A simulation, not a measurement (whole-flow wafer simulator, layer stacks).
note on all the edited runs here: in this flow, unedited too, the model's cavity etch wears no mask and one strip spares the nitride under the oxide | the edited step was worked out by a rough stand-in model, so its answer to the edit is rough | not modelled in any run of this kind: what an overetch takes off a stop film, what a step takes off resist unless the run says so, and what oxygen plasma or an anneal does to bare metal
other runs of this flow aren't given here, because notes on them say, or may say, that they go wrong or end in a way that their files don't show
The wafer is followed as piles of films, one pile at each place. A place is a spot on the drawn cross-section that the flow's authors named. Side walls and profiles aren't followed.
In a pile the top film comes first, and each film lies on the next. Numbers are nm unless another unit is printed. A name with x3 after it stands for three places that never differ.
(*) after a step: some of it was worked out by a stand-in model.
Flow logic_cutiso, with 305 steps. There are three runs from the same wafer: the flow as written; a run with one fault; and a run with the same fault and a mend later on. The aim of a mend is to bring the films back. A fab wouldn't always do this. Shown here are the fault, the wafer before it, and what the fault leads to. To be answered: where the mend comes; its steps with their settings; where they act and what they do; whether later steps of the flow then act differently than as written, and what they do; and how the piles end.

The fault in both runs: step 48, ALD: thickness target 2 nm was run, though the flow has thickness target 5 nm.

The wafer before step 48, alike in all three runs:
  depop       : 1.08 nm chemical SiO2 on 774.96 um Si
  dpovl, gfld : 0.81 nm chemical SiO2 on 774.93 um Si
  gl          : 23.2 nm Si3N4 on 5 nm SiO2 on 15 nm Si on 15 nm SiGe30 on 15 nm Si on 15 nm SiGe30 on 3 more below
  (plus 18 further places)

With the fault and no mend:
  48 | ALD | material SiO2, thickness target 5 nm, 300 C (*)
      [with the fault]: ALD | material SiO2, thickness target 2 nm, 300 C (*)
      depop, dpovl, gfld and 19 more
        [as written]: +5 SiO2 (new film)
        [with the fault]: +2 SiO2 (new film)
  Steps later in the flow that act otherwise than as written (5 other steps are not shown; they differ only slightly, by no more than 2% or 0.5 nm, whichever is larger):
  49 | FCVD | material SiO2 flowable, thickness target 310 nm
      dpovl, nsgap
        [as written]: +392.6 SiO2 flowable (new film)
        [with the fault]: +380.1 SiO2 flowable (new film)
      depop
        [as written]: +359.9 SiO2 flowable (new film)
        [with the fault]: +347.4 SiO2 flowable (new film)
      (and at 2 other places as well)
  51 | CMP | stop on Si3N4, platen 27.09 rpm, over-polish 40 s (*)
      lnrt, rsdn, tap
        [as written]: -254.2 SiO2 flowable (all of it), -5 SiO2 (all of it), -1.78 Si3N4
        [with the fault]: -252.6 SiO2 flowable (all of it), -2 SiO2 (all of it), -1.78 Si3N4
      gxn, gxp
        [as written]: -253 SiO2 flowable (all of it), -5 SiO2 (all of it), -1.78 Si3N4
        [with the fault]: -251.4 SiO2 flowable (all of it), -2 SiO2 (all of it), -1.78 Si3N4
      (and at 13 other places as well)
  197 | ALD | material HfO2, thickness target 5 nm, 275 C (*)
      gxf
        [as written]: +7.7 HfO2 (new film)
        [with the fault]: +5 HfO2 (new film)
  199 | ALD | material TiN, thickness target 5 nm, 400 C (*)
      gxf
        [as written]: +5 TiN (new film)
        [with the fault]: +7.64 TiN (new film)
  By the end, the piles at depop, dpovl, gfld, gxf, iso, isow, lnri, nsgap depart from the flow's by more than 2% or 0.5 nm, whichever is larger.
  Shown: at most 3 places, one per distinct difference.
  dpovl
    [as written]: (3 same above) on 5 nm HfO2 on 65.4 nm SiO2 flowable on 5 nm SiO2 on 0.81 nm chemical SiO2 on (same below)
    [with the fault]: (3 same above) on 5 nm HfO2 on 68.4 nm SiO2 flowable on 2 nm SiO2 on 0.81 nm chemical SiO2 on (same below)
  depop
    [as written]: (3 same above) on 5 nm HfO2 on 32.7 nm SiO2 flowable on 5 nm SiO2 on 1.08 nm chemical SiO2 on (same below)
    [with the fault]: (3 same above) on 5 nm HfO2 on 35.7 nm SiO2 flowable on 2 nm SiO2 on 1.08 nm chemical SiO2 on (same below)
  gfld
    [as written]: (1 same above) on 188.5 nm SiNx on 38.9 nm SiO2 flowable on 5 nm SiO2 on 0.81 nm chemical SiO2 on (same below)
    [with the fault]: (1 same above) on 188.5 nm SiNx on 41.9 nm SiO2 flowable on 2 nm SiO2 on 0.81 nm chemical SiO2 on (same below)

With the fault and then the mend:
  The mend stands after step 48.
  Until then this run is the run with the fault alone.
  48a | ALD | material SiO2, thickness target 3 nm, 300 C (*) (the flow's step 48 again, with other settings)
      depop, dpovl, gfld and 19 more
        +3 SiO2
  None of the later steps of the flow differs from how it acts as written, at any place that is followed, by more than 2% or 0.5 nm, whichever is larger.
  By the end, the piles equal the flow's at every place that both follow.
